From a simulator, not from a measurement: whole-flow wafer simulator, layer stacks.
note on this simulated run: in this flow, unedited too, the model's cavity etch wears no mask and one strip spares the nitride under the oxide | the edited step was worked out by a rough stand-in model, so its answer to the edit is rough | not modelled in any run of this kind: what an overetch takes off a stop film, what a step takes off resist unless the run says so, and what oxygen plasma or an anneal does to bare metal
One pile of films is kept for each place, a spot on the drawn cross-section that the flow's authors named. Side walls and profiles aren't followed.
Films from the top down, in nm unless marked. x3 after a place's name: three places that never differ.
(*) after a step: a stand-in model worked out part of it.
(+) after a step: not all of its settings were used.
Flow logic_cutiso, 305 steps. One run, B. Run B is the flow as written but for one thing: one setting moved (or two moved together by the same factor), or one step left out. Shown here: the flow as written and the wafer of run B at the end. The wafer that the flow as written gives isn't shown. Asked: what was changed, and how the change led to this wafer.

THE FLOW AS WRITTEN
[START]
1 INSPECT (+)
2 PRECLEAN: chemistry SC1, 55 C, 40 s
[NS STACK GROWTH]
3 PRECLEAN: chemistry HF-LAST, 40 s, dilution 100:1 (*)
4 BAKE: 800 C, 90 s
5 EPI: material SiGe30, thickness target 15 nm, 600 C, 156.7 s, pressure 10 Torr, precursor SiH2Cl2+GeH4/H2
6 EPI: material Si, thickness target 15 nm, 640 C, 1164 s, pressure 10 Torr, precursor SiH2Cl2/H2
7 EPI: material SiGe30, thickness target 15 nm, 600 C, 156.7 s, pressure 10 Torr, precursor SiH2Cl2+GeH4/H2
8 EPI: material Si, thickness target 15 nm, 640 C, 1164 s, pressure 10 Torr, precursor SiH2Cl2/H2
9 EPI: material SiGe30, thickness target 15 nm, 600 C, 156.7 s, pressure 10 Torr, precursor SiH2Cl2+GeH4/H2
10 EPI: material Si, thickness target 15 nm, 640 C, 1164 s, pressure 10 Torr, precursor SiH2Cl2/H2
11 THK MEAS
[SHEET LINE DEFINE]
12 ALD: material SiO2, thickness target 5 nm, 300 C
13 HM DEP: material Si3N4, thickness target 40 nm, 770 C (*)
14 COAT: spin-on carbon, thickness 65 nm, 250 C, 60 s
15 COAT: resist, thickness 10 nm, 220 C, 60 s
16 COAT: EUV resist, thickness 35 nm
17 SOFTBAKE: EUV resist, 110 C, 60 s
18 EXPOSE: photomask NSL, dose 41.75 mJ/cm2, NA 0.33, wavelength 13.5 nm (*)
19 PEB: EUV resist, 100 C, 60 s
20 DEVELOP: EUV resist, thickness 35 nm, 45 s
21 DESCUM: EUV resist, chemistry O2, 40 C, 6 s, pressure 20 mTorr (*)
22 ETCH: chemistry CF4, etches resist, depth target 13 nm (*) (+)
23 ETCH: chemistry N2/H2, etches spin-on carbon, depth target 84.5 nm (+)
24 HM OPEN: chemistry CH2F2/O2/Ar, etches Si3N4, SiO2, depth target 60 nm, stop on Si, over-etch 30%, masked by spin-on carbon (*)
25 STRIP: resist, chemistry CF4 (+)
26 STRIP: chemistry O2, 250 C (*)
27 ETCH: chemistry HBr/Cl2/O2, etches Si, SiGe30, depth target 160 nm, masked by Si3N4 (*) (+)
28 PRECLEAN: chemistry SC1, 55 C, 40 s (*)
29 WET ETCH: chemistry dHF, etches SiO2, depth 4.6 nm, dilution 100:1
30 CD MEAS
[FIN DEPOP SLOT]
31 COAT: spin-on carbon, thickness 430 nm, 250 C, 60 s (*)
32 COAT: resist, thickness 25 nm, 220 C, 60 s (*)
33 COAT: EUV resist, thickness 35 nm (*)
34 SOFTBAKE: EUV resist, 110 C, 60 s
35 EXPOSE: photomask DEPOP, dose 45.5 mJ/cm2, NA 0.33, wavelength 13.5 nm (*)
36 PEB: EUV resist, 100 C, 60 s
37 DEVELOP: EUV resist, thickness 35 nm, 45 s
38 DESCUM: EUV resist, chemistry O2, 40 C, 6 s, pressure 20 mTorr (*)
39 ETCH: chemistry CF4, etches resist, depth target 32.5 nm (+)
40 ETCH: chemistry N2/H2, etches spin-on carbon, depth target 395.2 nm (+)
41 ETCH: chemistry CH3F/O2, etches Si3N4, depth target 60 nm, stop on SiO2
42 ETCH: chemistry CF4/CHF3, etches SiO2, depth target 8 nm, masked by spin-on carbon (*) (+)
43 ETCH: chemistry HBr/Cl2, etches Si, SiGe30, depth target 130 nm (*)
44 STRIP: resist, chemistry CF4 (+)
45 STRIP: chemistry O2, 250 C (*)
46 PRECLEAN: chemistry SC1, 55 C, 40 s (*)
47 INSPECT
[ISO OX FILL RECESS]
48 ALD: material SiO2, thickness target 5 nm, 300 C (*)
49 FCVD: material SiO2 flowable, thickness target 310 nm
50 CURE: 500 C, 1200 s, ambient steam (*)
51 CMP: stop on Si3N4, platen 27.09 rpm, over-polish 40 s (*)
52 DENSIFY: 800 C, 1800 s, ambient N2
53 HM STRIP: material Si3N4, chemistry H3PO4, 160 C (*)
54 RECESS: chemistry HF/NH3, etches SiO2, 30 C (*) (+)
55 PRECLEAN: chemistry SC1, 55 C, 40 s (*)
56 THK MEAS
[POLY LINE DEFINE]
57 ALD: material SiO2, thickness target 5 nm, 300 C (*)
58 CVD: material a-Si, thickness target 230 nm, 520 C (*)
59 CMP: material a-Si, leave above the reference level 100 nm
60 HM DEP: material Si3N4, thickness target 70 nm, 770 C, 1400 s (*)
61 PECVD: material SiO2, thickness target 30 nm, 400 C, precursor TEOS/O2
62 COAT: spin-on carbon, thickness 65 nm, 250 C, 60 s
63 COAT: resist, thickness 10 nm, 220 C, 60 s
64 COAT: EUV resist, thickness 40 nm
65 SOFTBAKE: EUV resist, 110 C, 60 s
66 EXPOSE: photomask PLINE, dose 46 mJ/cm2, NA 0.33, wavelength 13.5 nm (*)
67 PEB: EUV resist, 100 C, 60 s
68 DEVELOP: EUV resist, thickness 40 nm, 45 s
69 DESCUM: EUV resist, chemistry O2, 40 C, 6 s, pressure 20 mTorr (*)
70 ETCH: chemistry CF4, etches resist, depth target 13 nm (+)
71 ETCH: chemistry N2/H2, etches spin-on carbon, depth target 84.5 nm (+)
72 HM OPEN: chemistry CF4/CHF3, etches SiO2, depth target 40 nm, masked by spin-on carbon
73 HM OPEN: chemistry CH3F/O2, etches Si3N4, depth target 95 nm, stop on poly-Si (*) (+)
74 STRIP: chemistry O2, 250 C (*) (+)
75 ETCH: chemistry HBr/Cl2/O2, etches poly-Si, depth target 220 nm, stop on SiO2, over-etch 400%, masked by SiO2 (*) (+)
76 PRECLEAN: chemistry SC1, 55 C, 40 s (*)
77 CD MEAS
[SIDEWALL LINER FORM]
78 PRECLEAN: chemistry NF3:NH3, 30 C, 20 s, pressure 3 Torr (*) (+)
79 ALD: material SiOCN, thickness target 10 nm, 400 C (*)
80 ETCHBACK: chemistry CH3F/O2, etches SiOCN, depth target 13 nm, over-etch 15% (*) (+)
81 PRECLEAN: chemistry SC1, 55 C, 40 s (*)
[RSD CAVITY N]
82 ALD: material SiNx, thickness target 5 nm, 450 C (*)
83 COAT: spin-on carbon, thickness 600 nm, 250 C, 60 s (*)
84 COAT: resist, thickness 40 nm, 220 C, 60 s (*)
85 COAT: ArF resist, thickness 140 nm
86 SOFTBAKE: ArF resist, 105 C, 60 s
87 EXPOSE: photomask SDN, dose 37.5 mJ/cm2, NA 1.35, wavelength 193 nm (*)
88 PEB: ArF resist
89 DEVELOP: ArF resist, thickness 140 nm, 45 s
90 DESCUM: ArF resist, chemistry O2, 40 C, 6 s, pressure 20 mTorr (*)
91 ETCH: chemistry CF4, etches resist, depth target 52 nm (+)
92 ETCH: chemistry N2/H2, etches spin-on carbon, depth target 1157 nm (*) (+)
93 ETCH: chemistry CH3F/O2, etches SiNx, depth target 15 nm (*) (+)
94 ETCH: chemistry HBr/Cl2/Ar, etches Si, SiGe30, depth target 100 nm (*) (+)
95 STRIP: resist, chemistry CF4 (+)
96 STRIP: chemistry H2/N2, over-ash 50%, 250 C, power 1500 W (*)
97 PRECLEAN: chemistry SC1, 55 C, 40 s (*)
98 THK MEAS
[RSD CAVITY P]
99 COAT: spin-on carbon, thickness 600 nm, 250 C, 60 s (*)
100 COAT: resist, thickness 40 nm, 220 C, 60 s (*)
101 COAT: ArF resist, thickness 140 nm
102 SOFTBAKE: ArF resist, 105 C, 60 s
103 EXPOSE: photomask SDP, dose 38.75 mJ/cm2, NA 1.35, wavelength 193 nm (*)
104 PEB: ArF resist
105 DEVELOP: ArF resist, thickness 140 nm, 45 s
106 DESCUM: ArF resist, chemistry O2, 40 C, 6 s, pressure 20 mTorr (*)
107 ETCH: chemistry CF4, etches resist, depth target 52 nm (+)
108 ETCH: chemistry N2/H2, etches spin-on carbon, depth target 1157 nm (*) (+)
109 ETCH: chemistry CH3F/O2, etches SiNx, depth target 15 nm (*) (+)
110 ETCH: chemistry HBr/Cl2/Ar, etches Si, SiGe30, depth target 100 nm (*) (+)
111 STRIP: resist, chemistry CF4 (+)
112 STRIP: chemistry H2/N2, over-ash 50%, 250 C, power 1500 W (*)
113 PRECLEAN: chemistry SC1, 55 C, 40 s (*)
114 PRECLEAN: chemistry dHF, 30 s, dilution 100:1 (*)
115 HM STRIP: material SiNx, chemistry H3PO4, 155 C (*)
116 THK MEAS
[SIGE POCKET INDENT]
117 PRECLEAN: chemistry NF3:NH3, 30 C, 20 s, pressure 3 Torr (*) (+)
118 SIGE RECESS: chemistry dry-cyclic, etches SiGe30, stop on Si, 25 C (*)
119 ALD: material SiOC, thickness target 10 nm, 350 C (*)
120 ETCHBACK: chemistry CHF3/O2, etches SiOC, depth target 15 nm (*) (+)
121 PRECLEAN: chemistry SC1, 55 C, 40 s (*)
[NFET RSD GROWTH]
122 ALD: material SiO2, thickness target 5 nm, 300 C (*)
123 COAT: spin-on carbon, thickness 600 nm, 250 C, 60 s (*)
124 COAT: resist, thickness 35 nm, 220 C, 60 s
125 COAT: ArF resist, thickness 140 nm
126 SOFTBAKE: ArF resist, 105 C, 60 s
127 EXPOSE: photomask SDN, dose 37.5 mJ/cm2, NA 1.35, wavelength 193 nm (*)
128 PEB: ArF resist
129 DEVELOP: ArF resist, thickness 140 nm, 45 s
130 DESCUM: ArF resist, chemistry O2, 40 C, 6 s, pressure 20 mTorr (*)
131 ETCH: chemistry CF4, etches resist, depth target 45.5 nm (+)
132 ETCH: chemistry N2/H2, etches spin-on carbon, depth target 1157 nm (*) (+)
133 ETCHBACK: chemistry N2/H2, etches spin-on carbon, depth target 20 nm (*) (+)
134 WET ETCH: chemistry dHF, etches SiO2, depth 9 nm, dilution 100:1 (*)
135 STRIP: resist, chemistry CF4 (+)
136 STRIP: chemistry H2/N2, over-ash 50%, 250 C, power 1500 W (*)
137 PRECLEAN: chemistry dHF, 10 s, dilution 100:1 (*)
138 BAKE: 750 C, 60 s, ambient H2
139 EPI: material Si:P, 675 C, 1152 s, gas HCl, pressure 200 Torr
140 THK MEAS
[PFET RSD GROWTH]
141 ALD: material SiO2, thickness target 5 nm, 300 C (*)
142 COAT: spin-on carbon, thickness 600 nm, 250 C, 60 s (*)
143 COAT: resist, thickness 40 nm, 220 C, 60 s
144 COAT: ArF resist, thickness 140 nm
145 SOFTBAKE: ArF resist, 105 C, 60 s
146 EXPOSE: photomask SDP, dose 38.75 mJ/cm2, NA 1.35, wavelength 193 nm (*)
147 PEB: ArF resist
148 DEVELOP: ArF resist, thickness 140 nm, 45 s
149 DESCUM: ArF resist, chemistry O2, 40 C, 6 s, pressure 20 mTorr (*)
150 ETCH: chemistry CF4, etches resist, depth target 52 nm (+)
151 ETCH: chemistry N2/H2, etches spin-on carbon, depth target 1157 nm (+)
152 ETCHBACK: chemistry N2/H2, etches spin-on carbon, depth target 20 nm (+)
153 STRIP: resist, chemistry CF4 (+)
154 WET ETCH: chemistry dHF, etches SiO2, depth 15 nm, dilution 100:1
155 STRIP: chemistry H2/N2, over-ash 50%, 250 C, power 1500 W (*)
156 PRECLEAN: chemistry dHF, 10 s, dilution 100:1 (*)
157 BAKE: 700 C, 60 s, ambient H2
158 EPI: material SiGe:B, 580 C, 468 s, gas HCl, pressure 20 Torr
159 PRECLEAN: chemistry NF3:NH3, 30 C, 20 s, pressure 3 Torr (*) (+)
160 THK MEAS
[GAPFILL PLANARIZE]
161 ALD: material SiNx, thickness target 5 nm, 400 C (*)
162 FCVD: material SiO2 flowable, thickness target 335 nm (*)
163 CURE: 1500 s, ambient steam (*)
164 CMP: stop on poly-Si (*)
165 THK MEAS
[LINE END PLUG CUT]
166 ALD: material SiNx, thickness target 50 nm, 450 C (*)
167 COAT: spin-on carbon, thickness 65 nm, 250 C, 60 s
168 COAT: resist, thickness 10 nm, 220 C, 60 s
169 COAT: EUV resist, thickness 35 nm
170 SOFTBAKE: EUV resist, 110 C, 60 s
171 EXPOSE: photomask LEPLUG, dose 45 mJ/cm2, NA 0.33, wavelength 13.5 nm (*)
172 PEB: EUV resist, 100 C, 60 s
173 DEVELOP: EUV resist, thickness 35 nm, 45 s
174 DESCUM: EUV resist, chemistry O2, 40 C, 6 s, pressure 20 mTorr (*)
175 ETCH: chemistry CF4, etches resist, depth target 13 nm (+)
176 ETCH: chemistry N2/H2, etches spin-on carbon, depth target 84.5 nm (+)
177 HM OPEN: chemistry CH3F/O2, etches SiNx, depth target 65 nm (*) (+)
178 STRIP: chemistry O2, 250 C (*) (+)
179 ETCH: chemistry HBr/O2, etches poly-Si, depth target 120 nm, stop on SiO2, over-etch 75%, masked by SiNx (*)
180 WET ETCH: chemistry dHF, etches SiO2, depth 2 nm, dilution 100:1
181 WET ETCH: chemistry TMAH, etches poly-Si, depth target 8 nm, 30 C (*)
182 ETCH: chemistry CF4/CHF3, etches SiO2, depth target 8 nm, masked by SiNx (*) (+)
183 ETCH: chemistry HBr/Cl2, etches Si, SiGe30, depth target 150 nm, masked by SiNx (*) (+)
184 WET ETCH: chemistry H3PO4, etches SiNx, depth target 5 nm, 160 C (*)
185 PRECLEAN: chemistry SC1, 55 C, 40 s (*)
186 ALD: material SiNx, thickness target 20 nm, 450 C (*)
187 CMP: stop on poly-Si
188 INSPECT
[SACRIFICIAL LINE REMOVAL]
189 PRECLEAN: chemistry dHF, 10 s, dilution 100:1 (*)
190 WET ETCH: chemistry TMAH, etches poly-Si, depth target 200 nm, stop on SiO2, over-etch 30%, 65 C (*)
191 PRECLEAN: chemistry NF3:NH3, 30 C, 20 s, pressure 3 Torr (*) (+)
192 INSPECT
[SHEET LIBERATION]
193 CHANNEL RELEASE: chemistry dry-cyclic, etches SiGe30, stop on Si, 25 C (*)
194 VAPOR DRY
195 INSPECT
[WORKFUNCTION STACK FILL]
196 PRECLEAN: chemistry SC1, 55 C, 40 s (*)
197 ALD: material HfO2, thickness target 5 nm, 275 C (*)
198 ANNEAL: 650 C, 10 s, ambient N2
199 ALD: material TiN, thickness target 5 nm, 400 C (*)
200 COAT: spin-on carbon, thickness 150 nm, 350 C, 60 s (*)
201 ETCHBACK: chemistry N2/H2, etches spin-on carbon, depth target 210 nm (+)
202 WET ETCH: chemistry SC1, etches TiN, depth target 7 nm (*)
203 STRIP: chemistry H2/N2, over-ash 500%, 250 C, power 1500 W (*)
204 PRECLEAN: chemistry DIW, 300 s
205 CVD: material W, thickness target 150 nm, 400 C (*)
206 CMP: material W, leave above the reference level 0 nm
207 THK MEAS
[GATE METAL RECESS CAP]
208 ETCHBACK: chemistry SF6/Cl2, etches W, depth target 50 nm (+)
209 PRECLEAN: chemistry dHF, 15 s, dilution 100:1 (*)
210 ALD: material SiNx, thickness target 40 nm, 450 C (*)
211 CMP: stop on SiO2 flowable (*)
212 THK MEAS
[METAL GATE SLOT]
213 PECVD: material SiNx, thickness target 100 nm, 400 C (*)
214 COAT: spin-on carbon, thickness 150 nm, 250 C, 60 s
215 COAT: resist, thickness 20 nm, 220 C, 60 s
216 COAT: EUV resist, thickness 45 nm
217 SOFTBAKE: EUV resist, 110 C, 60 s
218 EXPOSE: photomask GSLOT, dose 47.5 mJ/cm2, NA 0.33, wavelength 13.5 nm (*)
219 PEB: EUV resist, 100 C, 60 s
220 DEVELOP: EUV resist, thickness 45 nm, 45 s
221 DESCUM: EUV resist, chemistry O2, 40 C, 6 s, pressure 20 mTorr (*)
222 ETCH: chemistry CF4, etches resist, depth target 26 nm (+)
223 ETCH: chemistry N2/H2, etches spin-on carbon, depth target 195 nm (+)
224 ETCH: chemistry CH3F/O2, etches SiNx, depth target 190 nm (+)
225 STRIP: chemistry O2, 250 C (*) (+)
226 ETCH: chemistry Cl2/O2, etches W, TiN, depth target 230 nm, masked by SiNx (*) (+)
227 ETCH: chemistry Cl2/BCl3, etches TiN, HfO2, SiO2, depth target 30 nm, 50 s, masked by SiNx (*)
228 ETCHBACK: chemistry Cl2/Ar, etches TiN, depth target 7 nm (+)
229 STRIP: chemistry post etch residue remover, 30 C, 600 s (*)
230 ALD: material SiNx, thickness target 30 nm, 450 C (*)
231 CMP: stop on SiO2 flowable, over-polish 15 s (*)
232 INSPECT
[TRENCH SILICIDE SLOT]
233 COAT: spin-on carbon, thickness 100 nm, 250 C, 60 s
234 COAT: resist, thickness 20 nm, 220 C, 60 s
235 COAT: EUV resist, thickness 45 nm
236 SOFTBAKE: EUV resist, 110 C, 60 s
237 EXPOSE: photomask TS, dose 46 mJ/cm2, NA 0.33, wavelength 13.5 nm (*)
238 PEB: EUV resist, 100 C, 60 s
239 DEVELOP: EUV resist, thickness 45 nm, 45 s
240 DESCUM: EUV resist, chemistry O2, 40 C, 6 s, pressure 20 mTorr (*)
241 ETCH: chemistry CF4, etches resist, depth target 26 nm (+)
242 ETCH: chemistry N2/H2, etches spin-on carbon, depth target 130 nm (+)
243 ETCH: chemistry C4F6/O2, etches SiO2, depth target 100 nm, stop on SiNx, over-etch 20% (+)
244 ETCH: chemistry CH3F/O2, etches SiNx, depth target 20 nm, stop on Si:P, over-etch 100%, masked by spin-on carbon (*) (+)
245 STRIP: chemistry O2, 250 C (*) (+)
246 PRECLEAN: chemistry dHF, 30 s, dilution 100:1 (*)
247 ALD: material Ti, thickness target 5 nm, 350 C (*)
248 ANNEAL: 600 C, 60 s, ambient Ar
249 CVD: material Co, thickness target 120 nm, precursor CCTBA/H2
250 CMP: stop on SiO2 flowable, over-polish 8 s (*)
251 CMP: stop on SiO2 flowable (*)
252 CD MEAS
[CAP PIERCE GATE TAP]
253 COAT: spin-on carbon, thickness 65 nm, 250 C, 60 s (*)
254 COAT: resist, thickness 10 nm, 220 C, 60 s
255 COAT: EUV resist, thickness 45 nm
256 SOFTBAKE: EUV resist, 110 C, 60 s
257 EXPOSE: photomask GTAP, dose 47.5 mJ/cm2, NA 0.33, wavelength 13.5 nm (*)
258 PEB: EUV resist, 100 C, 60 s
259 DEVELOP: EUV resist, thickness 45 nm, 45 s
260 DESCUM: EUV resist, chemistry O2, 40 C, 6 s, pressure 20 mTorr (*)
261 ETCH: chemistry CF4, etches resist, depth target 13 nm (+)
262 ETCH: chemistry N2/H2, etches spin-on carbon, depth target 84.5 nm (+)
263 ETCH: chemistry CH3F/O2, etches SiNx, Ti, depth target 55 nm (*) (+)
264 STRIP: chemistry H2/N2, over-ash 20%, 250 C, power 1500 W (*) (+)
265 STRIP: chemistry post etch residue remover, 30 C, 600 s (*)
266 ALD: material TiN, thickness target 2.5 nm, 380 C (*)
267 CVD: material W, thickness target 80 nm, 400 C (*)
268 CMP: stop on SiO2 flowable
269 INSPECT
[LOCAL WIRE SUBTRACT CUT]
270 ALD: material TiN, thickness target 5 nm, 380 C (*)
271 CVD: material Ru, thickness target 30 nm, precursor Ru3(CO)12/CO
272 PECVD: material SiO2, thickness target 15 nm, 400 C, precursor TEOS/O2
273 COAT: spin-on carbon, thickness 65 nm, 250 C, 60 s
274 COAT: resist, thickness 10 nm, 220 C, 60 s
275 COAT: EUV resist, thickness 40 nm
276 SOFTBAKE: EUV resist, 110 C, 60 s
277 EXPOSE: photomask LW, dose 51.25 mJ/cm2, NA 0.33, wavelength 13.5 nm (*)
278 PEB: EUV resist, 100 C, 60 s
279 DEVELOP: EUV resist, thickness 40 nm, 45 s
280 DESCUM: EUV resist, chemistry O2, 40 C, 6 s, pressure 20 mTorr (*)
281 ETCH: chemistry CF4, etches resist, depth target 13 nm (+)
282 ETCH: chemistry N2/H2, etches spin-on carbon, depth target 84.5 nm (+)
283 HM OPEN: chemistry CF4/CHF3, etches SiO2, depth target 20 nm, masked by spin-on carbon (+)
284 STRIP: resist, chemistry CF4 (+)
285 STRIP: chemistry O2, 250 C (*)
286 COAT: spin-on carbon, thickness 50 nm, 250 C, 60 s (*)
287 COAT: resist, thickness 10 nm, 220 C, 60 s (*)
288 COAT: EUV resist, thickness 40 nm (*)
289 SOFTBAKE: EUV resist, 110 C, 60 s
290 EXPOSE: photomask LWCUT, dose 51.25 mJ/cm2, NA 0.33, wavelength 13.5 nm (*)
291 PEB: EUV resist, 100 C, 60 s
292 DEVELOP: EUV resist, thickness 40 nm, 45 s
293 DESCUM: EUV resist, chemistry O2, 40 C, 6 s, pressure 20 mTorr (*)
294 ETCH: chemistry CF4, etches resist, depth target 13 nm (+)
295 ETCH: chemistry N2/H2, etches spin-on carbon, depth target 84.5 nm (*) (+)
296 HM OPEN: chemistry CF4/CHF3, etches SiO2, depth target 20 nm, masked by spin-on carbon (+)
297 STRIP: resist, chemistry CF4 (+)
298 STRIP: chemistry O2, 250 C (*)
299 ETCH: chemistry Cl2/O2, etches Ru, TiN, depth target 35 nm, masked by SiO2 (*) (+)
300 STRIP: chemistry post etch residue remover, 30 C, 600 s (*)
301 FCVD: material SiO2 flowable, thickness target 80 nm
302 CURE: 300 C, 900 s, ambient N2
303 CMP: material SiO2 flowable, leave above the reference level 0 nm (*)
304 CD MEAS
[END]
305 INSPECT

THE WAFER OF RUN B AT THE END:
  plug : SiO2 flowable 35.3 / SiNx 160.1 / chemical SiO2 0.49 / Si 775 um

The cause: step 183, ETCH: depth target 90 nm was run, where the flow has depth target 150 nm.

How the change led to this, step by step:
  183 ETCH: chemistry HBr/Cl2, etches Si, SiGe30, depth target 150 nm, masked by SiNx (*) (+)
      depop, dpovl, gfld and 18 more: SiNx -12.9 (as written it would be: SiNx -21.4)
      plug: Si -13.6 (all of it), SiGe30 -15 (all of it), Si -15 (all of it), SiGe30 -15 (all of it), Si -15 (all of it), SiGe30 -15 (all of it), Si -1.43 (as written it would be: Si -13.6 (all of it), SiGe30 -15 (all of it), Si -15 (all of it), SiGe30 -15 (all of it), Si -15 (all of it), SiGe30 -15 (all of it), Si -61.4)
  186 ALD: material SiNx, thickness target 20 nm, 450 C (*)
      plug: SiNx +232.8 (new film) (as written it would be: SiNx +284.2 (new film))
  187 CMP: stop on poly-Si
      depop, dpovl, gfld and 18 more: SiNx -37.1 (all of it) (as written it would be: SiNx -28.6 (all of it))
      plug: SiNx -37.1 (as written it would be: SiNx -28.6)
